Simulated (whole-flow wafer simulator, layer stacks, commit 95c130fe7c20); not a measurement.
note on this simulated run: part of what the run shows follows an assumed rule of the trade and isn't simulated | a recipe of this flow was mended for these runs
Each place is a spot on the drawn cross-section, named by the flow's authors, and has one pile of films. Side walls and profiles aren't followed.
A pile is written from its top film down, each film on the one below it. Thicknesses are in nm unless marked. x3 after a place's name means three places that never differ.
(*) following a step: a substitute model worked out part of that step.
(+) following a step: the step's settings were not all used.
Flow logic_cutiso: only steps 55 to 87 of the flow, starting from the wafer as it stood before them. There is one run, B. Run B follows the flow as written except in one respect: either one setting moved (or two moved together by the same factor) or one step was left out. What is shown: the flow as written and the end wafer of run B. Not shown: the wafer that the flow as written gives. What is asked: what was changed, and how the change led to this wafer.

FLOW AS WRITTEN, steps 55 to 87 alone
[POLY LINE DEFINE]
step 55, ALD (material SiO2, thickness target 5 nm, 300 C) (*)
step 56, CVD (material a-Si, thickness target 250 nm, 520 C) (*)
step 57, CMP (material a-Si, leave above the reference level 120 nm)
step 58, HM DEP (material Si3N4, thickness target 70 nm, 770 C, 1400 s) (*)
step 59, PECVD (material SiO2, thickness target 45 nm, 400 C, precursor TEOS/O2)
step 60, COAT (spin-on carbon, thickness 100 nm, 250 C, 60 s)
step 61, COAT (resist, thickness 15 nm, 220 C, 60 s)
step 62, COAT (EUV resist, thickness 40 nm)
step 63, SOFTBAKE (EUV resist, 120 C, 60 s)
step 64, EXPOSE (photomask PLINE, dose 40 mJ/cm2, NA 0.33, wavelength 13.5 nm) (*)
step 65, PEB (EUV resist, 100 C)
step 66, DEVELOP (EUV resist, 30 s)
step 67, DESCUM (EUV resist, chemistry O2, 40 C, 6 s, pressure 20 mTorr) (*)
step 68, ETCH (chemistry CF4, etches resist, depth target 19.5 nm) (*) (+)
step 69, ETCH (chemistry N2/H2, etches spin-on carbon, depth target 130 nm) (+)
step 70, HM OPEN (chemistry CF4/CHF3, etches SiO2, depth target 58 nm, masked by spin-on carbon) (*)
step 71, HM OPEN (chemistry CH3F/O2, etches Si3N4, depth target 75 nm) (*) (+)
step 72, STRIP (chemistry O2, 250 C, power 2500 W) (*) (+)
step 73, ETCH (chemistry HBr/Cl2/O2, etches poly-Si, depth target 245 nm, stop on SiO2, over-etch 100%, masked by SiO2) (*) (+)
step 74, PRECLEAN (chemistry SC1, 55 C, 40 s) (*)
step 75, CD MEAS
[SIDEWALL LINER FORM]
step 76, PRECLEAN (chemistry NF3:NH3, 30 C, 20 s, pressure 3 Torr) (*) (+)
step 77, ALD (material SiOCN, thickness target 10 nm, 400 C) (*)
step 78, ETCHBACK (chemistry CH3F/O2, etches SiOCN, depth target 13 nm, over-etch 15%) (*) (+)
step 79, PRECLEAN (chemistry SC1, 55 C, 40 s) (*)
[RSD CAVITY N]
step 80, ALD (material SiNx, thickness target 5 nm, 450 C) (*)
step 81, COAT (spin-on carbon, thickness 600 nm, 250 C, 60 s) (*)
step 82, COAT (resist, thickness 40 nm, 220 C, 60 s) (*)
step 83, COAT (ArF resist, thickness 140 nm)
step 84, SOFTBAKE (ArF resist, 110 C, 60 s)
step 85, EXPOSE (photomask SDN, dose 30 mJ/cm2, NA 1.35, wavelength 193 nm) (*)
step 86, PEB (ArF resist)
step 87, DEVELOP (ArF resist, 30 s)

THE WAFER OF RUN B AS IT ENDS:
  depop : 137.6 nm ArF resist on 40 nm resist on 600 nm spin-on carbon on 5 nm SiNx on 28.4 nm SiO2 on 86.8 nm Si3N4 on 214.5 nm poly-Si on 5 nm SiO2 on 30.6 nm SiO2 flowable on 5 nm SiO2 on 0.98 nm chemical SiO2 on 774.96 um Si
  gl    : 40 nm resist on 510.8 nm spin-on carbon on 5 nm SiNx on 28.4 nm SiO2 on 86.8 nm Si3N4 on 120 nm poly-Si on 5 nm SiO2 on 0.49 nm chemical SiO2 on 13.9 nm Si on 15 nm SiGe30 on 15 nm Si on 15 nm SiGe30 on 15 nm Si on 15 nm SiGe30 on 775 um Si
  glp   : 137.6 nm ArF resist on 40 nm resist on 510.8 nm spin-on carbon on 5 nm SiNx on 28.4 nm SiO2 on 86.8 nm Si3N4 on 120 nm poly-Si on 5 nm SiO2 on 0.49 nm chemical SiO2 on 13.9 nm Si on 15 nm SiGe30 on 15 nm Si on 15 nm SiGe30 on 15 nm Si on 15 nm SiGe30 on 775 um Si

The reason: step 58, HM DEP: thickness target 86.8 nm was run, while the flow as written has thickness target 70 nm; step 58, HM DEP: 1736 s was run, where the flow has 1400 s.
The wafer itself shows it: depop has Si3N4 86.8, and step 58 as written asks for 70 nm.

How this came from the change, step by step:
  step 58, HM DEP (material Si3N4, thickness target 70 nm, 770 C, 1400 s) (*)
      gl, glp, gxn and 11 more: +86.8 Si3N4 (new film), +120 poly-Si (new film), -120 a-Si (all of it) (it would be, as written: +70 Si3N4 (new film), +120 poly-Si (new film), -120 a-Si (all of it))
      depop, dpovl x3, gfld, gxf, iso, lnri: +86.8 Si3N4 (new film), +214.5 poly-Si (new film), -214.5 a-Si (all of it) (it would be, as written: +70 Si3N4 (new film), +214.5 poly-Si (new film), -214.5 a-Si (all of it))
  step 71, HM OPEN (chemistry CH3F/O2, etches Si3N4, depth target 75 nm) (*) (+)
      iso, lnr, lnri and 6 more: -72 Si3N4 (all of it), -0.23 poly-Si (it would be, as written: -55.2 Si3N4 (all of it), -1.52 poly-Si)
